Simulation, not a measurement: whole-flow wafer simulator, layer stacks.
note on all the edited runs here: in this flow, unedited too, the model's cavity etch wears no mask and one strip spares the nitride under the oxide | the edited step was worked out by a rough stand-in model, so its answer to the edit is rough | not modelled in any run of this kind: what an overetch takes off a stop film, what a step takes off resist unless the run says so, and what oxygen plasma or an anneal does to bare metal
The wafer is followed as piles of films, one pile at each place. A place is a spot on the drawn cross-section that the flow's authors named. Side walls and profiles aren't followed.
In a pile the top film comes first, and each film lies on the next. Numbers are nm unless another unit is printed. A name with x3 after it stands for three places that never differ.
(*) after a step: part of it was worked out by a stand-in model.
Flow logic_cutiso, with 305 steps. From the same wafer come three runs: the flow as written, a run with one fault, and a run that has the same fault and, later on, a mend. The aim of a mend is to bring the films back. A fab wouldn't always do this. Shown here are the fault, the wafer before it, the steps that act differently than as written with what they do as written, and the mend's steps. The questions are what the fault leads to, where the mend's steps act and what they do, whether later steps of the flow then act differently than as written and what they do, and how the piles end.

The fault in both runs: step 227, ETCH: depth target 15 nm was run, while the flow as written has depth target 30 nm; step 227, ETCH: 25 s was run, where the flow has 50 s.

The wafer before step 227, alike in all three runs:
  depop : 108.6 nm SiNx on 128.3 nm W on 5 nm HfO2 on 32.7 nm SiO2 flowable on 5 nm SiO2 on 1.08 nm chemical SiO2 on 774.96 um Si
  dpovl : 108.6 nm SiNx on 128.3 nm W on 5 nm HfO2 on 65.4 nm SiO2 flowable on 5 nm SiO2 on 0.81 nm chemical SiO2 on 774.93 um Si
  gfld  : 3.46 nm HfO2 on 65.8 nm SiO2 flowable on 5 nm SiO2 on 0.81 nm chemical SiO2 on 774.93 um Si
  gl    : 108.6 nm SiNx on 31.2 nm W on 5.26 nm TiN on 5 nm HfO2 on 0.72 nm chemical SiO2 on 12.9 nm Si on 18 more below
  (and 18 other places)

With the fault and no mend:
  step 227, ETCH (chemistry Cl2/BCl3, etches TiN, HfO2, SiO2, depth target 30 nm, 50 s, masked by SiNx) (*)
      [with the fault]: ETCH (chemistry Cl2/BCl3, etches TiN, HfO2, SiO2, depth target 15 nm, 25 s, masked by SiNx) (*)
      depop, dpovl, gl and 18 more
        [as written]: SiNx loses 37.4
        [with the fault]: SiNx loses 18.7
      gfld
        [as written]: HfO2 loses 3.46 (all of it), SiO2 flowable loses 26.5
        [with the fault]: HfO2 loses 3.46 (all of it), SiO2 flowable loses 11.5
  Steps later in the flow that act otherwise than as written (not shown: 1 more step that differs only slightly, by at most 2% or 0.5 nm, whichever is larger):
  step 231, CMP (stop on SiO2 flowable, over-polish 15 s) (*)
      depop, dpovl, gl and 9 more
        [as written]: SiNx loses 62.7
        [with the fault]: SiNx loses 81.4
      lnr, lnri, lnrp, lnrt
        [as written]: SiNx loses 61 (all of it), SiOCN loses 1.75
        [with the fault]: SiNx loses 79.7 (all of it), SiOCN loses 1.75
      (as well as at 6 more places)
  The piles end different from the flow's at gfld by more than 2% or 0.5 nm, whichever is larger.
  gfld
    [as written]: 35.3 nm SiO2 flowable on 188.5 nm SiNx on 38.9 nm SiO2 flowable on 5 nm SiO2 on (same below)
    [with the fault]: 35.3 nm SiO2 flowable on 173.5 nm SiNx on 53.9 nm SiO2 flowable on 5 nm SiO2 on (same below)

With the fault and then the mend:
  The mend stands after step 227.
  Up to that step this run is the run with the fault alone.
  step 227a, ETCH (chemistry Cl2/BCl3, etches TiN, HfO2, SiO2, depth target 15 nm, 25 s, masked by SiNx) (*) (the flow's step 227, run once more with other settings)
      depop, dpovl, gl and 18 more
        SiNx loses 18.7
      gfld
        SiO2 flowable loses 15
  None of the later steps of the flow acts differently than as written at any place that is followed.
  By the end, the piles equal the flow's at every place that both follow.
